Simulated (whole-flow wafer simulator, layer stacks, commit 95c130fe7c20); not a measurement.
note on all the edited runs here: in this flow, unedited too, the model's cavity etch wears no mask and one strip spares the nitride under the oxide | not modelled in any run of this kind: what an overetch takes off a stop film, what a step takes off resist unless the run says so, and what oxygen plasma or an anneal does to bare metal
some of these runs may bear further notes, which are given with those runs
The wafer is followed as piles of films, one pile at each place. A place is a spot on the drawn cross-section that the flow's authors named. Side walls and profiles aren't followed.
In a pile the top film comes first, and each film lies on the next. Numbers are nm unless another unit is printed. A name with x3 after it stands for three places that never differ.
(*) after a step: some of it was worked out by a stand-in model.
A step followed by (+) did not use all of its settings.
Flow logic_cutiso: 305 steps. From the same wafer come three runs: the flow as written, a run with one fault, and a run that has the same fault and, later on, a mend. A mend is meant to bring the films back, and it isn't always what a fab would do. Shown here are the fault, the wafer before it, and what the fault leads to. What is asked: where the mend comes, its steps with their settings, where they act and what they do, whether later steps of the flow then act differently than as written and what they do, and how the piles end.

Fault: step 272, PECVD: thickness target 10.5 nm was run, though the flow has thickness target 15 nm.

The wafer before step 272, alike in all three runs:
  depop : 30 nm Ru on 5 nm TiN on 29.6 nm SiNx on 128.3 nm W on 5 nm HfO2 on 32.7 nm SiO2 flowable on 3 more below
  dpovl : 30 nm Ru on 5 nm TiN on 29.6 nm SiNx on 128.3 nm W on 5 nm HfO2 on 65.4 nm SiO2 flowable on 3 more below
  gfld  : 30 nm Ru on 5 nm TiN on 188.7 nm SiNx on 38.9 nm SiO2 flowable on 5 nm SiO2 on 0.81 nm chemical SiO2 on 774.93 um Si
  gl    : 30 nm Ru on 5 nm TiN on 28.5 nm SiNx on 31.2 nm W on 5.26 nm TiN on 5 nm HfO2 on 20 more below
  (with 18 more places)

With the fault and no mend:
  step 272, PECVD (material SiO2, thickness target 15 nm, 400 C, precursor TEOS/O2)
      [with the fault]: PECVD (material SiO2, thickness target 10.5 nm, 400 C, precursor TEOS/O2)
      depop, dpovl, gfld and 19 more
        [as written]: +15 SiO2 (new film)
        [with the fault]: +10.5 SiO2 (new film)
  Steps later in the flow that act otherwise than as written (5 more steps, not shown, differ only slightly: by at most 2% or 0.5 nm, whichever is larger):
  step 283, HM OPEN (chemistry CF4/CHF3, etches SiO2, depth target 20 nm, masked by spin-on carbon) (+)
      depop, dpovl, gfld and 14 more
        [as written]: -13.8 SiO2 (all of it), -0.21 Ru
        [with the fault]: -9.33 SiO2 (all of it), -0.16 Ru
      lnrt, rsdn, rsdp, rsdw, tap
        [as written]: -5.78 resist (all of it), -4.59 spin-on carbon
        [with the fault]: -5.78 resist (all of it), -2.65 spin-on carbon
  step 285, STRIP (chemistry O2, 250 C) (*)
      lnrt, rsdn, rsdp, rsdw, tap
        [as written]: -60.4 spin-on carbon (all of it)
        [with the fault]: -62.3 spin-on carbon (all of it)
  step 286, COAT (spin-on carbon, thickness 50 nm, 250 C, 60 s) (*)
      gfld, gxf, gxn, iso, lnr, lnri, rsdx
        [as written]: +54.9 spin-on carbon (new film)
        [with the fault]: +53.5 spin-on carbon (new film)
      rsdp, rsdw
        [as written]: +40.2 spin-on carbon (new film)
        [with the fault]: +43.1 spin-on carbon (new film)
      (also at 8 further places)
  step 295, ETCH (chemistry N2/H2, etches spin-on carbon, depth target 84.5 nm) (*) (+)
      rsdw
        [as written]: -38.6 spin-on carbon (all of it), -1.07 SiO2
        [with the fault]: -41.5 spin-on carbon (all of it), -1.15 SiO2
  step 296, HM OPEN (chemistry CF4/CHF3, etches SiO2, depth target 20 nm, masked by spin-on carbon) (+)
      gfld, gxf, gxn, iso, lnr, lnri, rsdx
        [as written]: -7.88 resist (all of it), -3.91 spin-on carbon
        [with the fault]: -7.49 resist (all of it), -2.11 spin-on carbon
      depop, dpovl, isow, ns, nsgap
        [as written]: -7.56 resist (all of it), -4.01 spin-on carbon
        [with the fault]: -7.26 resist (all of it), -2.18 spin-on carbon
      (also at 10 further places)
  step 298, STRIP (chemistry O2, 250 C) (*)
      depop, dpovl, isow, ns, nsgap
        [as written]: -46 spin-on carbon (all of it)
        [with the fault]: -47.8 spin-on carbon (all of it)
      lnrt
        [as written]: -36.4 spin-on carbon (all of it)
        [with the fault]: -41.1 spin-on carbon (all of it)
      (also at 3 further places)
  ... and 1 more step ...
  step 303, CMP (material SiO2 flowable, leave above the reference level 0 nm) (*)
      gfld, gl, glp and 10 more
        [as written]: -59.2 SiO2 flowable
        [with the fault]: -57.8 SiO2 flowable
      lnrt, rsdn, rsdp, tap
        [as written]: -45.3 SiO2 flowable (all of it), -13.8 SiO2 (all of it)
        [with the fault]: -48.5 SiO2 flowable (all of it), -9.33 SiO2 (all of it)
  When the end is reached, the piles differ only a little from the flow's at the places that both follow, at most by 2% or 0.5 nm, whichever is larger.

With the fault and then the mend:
  The mend stands after step 272.
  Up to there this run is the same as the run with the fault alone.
  step 272a, PECVD (material SiO2, thickness target 4.5 nm, 400 C, precursor TEOS/O2) (the flow's step 272 again, with other settings)
      depop, dpovl, gfld and 19 more
        +4.5 SiO2
  Every later step of the flow that is run acts as written at every place that is followed.
  The piles end the same as the flow's at every place that both follow.
